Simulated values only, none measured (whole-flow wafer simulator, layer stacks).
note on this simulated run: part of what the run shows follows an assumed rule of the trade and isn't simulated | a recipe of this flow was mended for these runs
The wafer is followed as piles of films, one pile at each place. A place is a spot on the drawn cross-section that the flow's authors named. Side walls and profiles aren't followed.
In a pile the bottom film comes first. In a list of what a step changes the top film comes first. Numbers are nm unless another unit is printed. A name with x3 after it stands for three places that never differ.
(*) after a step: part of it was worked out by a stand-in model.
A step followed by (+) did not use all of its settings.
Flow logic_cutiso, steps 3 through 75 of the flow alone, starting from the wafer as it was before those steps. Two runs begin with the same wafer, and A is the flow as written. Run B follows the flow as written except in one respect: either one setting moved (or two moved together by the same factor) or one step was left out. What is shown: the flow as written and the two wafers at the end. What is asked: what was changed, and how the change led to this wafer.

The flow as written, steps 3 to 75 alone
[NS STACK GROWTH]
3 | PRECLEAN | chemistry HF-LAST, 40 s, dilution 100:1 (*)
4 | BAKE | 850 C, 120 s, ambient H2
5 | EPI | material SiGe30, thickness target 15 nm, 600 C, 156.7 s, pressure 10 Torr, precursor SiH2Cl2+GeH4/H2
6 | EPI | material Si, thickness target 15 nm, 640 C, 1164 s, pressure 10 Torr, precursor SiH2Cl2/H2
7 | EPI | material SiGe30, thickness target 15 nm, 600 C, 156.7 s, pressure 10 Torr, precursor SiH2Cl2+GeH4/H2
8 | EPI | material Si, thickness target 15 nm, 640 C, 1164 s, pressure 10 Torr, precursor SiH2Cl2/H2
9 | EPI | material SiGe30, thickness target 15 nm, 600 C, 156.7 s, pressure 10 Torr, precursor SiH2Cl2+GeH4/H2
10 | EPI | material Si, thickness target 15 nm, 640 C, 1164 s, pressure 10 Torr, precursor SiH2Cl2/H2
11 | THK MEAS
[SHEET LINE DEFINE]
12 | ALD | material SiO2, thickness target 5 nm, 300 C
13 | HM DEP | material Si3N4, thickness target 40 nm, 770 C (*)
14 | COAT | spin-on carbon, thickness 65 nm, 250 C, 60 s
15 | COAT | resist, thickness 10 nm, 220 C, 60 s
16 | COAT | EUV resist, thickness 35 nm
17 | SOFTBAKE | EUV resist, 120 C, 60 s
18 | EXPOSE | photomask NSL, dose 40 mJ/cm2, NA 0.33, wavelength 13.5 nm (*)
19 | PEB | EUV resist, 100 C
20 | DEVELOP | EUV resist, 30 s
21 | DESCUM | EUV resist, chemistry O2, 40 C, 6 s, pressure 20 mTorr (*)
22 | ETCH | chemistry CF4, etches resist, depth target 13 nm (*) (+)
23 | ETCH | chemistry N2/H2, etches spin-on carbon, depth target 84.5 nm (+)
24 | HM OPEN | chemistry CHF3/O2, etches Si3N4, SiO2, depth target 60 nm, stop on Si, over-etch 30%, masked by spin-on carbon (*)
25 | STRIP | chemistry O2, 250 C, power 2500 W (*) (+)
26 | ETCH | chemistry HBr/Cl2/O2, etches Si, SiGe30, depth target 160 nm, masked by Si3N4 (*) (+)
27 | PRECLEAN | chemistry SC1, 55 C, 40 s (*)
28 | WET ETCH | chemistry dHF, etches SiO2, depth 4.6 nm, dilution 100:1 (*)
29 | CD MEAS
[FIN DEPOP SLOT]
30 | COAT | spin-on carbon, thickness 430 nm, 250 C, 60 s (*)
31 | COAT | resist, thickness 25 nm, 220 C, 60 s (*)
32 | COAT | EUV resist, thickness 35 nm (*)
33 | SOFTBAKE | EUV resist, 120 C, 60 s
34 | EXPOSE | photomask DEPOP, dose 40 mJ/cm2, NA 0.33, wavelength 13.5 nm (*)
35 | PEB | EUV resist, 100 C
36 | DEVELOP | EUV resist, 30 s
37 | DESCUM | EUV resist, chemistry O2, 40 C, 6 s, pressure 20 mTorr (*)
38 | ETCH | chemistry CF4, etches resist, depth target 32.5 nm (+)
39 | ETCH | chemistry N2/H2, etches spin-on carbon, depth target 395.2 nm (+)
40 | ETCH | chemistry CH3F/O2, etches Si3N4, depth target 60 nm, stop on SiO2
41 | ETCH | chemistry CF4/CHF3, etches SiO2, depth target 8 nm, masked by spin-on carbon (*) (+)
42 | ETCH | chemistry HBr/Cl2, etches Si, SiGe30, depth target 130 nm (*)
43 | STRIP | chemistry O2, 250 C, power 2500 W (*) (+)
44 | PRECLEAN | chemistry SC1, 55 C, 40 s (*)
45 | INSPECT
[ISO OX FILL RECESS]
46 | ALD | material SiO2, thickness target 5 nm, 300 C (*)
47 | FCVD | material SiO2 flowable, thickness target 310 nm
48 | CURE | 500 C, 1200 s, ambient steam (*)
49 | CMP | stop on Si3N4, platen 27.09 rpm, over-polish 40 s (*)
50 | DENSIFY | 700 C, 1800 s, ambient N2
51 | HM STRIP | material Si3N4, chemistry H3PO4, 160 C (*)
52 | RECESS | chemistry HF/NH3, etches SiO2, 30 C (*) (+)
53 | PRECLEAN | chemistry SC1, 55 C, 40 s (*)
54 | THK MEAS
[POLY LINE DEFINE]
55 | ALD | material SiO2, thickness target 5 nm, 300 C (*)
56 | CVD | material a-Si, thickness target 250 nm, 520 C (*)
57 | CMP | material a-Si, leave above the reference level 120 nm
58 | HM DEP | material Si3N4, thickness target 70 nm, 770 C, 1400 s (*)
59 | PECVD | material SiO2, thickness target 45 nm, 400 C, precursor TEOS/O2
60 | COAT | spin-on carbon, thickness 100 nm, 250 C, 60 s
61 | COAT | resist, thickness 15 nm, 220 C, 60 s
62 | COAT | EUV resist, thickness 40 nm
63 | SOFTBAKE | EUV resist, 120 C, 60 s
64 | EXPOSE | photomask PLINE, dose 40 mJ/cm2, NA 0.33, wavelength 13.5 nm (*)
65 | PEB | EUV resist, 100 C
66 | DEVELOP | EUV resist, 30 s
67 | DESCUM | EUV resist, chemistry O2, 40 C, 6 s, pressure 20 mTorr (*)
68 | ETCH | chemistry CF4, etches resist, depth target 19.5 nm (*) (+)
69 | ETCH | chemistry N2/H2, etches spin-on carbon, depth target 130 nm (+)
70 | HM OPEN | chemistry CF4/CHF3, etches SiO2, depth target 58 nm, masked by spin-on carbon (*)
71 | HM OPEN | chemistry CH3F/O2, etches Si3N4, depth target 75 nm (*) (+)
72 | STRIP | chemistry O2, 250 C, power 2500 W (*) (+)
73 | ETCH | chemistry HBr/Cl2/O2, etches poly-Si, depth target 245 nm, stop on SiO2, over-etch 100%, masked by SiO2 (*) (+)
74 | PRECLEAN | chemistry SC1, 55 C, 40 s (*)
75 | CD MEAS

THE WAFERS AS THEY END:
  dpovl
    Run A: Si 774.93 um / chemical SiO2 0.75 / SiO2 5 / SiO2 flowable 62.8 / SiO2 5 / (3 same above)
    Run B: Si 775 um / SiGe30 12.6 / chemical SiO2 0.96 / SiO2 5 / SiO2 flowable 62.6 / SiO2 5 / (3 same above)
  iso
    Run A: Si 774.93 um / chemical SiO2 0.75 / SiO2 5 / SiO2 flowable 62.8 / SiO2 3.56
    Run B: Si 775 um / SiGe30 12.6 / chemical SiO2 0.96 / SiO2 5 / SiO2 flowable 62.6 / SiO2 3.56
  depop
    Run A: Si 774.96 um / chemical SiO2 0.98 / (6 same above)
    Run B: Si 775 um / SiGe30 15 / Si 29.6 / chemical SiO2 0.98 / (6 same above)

What caused this: step 6, EPI: 688 C was run, while the flow as written has 640 C.

Step by step, how the change led to this:
  6 | EPI | material Si, thickness target 15 nm, 640 C, 1164 s, pressure 10 Torr, precursor SiH2Cl2/H2
      depop, dpovl, gfld and 19 more: A +15 Si (new film) | B +101.3 Si (new film)
  26 | ETCH | chemistry HBr/Cl2/O2, etches Si, SiGe30, depth target 160 nm, masked by Si3N4 (*) (+)
      dpovl, gfld, gxf, iso, isow, lnri, nsgap: A -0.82 chemical SiO2 (all of it), -12 Si (all of it), -15 SiGe30 (all of it), -15 Si (all of it), -15 SiGe30 (all of it), -15 Si (all of it), -15 SiGe30 (all of it), -73 Si | B -0.82 chemical SiO2 (all of it), -12 Si (all of it), -15 SiGe30 (all of it), -15 Si (all of it), -15 SiGe30 (all of it), -101.3 Si (all of it), -1.74 SiGe30
  42 | ETCH | chemistry HBr/Cl2, etches Si, SiGe30, depth target 130 nm (*)
      depop: A -13.8 Si (all of it), -15 SiGe30 (all of it), -15 Si (all of it), -15 SiGe30 (all of it), -15 Si (all of it), -15 SiGe30 (all of it), -41.2 Si | B -13.8 Si (all of it), -15 SiGe30 (all of it), -15 Si (all of it), -15 SiGe30 (all of it), -71.2 Si
